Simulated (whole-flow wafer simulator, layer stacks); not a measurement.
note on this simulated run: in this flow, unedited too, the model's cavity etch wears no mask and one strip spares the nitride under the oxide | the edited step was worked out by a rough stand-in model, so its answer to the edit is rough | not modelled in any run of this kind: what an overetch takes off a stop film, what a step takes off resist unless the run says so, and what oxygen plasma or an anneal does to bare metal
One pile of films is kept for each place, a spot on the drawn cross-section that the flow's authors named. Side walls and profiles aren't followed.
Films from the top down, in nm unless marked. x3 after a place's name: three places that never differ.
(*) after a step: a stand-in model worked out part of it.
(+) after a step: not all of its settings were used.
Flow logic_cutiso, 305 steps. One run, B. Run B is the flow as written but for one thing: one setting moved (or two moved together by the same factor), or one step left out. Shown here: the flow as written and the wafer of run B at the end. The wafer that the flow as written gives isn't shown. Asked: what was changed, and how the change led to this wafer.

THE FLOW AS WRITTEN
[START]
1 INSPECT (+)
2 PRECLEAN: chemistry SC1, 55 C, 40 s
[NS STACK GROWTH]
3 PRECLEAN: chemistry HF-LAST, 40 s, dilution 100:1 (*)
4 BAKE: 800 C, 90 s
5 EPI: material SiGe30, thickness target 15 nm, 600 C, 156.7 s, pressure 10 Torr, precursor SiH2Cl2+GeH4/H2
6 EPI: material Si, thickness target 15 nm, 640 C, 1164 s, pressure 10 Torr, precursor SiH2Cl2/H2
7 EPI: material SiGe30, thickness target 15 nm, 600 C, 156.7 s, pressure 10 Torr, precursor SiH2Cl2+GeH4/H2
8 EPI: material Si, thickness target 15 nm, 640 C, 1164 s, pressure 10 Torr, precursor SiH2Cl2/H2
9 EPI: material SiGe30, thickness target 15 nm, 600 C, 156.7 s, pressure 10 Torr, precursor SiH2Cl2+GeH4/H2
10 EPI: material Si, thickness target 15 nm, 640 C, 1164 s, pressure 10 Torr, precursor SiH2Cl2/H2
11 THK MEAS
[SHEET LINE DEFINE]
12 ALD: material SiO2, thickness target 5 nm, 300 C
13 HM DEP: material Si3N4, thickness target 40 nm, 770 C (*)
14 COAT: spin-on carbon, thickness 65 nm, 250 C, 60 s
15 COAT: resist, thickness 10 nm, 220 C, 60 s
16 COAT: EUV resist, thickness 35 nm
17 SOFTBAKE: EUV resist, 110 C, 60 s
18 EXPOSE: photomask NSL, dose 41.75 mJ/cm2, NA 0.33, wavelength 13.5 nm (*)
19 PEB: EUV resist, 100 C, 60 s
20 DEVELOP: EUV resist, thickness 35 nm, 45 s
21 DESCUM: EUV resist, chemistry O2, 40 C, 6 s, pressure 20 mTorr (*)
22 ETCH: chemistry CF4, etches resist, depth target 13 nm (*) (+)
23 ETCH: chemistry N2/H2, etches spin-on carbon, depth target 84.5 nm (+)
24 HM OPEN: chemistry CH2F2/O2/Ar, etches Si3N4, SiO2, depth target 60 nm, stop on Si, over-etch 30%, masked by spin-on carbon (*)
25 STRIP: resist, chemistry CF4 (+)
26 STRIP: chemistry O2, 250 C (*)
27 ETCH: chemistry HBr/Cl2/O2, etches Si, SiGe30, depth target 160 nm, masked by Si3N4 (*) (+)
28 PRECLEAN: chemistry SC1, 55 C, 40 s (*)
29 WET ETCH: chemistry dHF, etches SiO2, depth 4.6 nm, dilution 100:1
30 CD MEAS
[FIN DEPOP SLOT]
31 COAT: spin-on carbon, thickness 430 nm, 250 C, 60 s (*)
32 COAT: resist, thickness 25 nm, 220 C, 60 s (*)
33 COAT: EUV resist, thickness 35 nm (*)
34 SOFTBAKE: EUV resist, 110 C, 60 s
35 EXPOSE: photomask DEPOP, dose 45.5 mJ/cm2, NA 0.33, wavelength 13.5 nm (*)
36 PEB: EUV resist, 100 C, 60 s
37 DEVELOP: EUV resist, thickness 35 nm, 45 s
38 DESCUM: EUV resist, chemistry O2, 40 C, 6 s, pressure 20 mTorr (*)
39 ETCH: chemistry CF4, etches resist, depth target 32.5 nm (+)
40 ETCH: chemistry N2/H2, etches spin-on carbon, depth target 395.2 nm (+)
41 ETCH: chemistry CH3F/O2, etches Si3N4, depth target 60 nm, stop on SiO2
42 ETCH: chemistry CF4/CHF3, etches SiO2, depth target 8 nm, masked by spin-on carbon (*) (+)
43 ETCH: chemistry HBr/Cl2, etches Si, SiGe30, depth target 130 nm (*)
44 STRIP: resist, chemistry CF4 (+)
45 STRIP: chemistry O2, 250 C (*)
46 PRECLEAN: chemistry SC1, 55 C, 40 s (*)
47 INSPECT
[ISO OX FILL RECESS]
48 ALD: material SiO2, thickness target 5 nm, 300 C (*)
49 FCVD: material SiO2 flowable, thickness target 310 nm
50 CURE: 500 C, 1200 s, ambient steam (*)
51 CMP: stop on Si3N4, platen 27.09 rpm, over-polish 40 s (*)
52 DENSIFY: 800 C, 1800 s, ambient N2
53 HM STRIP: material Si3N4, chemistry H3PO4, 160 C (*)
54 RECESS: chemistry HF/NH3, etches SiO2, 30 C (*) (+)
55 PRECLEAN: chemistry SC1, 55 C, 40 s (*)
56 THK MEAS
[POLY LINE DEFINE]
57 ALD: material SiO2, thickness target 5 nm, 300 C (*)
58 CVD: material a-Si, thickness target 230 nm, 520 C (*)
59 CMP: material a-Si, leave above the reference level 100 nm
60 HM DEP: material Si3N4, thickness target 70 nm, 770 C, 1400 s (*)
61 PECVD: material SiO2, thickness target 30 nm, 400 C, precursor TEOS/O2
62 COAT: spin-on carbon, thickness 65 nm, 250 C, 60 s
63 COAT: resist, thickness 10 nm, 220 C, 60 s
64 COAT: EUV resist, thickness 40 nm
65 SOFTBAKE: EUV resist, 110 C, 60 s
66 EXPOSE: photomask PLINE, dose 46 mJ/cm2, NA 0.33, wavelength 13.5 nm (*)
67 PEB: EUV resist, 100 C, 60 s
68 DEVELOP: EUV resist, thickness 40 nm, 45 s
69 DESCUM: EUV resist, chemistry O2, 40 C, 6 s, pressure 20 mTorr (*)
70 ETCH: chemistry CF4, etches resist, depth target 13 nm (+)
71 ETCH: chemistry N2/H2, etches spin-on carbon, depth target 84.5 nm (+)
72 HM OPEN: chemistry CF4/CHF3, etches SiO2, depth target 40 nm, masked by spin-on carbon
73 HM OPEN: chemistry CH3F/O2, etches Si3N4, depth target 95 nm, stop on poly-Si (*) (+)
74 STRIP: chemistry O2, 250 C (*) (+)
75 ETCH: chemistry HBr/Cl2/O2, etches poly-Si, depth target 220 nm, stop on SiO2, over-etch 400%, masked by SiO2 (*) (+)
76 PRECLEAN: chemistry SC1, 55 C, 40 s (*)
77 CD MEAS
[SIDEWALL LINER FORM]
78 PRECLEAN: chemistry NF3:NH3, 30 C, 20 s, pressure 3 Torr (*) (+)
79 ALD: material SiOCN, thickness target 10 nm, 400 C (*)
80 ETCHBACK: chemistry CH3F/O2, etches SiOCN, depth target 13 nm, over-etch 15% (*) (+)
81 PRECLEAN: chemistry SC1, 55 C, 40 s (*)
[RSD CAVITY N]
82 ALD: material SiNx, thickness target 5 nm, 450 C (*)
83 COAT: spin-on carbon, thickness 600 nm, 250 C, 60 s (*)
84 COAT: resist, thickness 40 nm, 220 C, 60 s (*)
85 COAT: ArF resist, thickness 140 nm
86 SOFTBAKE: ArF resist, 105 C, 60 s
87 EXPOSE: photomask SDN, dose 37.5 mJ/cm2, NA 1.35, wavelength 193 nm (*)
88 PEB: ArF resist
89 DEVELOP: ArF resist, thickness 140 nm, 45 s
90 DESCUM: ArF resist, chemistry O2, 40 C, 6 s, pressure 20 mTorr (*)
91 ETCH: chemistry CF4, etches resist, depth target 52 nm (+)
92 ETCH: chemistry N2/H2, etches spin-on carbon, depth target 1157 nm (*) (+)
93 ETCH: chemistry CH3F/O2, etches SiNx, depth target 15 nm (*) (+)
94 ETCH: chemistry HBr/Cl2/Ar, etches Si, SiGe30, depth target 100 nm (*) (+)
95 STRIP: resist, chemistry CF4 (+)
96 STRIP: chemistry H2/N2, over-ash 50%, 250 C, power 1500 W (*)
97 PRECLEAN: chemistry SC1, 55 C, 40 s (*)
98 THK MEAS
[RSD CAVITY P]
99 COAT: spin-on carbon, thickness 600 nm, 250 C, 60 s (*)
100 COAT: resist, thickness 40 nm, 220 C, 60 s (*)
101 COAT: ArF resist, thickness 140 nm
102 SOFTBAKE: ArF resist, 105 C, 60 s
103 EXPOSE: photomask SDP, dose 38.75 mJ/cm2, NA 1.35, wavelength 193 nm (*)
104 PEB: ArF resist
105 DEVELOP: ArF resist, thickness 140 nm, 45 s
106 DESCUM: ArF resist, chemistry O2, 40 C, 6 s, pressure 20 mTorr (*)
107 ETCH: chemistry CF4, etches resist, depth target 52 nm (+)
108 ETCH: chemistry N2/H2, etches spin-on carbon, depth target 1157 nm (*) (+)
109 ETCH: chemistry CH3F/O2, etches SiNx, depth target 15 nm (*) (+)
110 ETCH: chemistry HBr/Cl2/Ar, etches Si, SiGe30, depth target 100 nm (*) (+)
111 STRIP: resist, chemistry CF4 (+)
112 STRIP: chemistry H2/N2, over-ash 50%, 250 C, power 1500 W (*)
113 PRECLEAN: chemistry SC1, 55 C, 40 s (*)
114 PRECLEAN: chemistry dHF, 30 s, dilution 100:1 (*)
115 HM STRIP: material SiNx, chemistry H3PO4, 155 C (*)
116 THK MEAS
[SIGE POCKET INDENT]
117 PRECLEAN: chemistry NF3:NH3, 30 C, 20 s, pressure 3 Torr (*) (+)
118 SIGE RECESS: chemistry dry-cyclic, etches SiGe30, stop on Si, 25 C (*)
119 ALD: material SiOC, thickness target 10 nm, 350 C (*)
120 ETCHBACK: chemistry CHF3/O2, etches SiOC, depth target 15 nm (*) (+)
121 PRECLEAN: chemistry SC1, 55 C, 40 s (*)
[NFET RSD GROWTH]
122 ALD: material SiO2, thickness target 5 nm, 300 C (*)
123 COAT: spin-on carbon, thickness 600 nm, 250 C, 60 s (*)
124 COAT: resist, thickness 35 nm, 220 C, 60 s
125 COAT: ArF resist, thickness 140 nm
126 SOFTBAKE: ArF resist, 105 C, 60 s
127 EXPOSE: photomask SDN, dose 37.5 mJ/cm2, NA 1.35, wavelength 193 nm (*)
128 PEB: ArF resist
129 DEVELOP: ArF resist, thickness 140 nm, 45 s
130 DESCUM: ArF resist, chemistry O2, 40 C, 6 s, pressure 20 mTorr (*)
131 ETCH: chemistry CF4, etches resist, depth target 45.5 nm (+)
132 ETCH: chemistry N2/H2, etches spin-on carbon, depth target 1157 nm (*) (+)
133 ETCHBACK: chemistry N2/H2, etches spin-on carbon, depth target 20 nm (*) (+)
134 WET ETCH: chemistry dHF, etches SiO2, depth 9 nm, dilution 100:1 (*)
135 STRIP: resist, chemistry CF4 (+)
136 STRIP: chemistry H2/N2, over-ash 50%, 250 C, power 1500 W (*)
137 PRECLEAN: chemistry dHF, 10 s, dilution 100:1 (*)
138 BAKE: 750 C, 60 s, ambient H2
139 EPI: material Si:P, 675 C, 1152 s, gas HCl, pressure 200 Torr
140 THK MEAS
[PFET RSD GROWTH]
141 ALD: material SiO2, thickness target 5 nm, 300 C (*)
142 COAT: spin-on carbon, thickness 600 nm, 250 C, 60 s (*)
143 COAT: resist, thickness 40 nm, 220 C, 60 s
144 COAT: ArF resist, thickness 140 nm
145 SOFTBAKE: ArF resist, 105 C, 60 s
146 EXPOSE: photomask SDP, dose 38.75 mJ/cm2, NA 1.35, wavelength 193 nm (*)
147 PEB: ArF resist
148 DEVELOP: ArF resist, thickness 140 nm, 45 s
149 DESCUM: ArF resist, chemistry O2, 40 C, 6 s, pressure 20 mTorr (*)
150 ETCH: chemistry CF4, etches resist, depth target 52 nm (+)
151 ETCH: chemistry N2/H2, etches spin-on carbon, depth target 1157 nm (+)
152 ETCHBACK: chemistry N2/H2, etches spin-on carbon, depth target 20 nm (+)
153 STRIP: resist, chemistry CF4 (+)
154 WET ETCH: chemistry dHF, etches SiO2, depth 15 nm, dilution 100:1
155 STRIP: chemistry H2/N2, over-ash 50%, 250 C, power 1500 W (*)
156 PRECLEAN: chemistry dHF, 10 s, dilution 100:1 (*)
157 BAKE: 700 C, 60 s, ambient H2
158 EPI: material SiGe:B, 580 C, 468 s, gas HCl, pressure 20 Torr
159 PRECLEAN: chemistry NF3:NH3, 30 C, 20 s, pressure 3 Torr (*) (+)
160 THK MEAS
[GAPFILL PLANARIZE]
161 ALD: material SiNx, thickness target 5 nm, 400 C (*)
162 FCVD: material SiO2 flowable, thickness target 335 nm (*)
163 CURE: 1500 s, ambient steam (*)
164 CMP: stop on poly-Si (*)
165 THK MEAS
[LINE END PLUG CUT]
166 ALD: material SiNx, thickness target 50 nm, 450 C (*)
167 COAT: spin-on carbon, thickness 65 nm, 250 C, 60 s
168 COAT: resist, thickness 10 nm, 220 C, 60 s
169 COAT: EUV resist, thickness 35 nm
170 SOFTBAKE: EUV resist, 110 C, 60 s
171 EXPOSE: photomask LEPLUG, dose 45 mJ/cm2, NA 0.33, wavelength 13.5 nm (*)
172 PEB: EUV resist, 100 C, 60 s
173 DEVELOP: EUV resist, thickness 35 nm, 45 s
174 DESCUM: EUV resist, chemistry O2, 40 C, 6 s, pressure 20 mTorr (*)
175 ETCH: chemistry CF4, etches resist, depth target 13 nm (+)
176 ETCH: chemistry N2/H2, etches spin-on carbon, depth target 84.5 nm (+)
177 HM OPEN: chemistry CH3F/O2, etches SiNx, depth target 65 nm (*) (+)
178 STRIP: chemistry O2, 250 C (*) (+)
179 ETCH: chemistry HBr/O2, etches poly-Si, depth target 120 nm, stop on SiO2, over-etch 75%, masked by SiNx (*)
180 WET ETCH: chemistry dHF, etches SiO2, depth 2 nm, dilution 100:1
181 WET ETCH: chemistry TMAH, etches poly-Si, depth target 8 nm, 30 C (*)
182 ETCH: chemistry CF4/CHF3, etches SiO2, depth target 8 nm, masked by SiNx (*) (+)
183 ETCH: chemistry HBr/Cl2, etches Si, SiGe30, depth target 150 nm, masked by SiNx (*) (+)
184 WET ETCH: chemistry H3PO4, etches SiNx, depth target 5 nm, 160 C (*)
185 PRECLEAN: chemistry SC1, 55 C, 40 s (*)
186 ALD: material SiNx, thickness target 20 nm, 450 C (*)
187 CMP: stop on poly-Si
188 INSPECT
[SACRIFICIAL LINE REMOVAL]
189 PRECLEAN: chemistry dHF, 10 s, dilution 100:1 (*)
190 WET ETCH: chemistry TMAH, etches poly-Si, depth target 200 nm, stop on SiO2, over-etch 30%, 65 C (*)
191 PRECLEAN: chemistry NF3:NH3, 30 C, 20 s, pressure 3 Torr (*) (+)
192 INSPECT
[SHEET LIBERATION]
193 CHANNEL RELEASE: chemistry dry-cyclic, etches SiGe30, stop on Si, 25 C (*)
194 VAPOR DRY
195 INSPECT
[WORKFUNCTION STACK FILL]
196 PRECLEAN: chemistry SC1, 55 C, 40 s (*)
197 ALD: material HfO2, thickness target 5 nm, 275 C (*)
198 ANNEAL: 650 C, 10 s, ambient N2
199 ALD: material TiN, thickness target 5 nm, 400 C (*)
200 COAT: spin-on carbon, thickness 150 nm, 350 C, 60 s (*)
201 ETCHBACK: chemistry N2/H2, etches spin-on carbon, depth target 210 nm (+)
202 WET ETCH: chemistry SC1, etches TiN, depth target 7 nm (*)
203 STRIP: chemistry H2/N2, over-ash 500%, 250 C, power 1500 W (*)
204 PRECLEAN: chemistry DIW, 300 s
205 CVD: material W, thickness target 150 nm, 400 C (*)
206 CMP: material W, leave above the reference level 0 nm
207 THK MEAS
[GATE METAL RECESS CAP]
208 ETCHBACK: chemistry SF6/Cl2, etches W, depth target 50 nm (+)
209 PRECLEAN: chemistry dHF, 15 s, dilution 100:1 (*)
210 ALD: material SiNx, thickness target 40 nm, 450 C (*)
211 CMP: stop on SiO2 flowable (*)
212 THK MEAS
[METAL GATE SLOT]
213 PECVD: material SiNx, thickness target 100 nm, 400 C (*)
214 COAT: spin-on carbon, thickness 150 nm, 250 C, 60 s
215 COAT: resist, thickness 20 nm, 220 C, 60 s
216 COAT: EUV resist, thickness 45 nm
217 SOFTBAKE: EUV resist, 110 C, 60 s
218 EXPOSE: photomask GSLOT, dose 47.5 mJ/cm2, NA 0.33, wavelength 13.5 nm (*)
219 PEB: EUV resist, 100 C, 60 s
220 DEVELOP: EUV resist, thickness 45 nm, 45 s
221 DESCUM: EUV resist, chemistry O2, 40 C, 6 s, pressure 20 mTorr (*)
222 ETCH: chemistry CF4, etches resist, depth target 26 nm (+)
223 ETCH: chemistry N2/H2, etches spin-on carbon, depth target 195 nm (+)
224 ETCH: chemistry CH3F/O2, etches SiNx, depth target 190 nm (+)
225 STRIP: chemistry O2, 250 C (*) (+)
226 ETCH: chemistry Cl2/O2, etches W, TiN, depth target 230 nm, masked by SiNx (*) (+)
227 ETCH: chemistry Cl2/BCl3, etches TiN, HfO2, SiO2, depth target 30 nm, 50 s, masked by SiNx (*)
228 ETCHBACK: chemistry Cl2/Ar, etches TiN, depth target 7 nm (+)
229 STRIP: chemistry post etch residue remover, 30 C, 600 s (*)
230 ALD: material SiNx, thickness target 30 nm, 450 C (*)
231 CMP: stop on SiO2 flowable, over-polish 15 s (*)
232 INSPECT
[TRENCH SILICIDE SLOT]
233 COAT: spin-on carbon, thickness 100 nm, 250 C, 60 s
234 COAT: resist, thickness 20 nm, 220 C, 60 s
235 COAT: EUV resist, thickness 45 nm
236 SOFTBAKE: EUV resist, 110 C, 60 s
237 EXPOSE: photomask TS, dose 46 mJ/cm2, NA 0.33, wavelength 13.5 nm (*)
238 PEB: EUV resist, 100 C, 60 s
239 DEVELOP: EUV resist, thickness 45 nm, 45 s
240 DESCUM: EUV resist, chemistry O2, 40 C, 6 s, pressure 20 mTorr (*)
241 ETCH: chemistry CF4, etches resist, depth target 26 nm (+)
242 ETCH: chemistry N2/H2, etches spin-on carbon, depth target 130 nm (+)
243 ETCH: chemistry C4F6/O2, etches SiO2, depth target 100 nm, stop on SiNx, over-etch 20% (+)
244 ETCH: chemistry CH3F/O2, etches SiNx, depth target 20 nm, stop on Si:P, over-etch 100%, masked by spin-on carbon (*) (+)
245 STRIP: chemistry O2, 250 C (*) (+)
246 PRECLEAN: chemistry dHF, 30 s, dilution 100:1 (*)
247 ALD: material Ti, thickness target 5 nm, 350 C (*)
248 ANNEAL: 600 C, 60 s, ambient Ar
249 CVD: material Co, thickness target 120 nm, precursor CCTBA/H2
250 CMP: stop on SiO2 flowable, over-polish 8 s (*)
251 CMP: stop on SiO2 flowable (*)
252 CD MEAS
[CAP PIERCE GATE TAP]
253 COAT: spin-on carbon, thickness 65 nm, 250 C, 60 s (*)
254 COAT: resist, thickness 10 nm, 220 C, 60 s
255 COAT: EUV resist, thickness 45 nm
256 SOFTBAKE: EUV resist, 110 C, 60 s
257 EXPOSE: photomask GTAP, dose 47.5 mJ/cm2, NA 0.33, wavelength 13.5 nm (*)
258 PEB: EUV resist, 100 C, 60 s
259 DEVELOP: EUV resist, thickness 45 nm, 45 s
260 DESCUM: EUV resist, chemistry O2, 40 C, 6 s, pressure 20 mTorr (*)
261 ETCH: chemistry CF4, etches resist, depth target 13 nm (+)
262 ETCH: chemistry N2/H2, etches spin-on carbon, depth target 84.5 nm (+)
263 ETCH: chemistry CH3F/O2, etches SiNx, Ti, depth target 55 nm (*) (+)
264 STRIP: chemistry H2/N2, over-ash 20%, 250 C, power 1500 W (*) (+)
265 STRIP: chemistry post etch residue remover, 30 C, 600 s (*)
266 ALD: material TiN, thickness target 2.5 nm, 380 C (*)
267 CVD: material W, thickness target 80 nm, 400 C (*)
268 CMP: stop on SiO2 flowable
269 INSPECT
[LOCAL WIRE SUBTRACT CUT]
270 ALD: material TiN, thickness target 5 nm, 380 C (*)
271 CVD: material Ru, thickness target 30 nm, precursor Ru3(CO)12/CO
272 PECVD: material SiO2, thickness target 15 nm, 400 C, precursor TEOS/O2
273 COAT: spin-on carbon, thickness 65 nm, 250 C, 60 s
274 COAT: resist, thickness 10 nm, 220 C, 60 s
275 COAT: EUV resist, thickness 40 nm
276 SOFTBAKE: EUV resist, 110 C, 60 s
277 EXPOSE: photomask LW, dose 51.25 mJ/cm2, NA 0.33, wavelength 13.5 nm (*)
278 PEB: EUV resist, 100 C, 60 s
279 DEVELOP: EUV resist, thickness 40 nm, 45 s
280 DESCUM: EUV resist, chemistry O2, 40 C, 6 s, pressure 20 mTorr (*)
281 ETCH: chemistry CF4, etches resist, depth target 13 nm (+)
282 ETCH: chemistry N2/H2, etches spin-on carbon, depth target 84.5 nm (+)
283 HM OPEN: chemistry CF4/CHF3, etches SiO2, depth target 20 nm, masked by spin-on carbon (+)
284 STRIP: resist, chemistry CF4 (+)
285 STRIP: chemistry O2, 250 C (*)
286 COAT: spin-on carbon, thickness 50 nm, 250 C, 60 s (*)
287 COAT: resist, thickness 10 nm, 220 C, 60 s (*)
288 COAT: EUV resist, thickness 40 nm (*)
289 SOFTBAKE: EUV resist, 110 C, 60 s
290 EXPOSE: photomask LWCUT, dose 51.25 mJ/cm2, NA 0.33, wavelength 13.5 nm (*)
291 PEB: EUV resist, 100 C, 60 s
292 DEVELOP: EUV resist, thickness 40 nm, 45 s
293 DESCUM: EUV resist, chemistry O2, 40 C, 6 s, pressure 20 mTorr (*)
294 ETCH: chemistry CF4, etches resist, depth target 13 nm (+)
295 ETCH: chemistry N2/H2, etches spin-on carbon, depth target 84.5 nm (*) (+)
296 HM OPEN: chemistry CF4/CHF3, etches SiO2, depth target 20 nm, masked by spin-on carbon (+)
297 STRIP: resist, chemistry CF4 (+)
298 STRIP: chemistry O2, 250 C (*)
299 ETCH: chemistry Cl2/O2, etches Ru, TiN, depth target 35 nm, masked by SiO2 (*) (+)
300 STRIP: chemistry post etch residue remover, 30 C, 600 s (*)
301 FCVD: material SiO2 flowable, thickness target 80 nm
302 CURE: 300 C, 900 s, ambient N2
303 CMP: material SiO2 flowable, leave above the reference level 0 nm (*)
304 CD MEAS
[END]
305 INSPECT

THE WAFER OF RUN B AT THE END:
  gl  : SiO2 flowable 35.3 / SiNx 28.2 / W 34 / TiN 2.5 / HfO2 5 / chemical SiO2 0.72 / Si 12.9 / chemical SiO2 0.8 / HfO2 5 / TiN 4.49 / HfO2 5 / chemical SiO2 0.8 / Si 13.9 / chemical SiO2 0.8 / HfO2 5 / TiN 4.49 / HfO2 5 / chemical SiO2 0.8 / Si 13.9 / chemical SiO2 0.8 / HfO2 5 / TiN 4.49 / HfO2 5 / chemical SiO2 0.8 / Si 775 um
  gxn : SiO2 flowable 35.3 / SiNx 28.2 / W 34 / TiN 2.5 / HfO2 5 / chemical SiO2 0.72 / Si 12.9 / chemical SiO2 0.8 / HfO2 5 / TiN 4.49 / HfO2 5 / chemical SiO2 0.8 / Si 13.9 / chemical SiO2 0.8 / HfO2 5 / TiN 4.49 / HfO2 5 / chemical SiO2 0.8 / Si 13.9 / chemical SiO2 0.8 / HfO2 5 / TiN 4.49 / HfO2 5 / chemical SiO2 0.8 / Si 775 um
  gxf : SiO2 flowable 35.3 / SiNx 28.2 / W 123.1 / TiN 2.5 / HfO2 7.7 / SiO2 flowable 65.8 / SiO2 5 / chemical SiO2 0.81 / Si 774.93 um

The cause: step 199, ALD: thickness target 2.5 nm was run, where the flow has thickness target 5 nm.
It can be read off the wafer: gxn has TiN 2.5, and step 199 as written asks for 5 nm.

How the change led to this, step by step:
  199 ALD: material TiN, thickness target 5 nm, 400 C (*)
      depop, dpovl, gxf and 12 more: TiN +2.5 (new film) (as written it would be: TiN +5 (new film))
      gl, glp, tap: TiN +2.5 (new film), TiN +4.49 (new film), cavity -4.49 (all of it), TiN +4.49 (new film), cavity -4.49 (all of it), TiN +4.49 (new film), cavity -4.49 (all of it) (as written it would be: TiN +5.26 (new film), TiN +4.49 (new film), cavity -4.49 (all of it), TiN +4.49 (new film), cavity -4.49 (all of it), TiN +4.49 (new film), cavity -4.49 (all of it))
      (and at 4 more places)
  200 COAT: spin-on carbon, thickness 150 nm, 350 C, 60 s (*)
      gl, glp: spin-on carbon +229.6 (new film) (as written it would be: spin-on carbon +236.9 (new film))
      gxn, gxp: spin-on carbon +229.2 (new film) (as written it would be: spin-on carbon +236.9 (new film))
      (and at 17 more places)
  201 ETCHBACK: chemistry N2/H2, etches spin-on carbon, depth target 210 nm (+)
      lnr, lnrp: spin-on carbon -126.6 (all of it) (as written it would be: spin-on carbon -133.9 (all of it))
      rsdn, rsdw: spin-on carbon -138.3 (all of it) (as written it would be: spin-on carbon -145.8 (all of it))
      (and at 11 more places)
  202 WET ETCH: chemistry SC1, etches TiN, depth target 7 nm (*)
      depop, dpovl, iso and 12 more: TiN -2.5 (all of it) (as written it would be: TiN -5 (all of it))
  203 STRIP: chemistry H2/N2, over-ash 500%, 250 C, power 1500 W (*)
      gl, glp: spin-on carbon -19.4 (all of it) (as written it would be: spin-on carbon -26.7 (all of it))
      gxn, gxp: spin-on carbon -19 (all of it) (as written it would be: spin-on carbon -26.8 (all of it))
      (and at 3 more places)
  226 ETCH: chemistry Cl2/O2, etches W, TiN, depth target 230 nm, masked by SiNx (*) (+)
      gfld: W -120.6 (all of it), TiN -2.5 (all of it), HfO2 -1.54 (as written it would be: W -115.4 (all of it), TiN -7.64 (all of it), HfO2 -1.54)
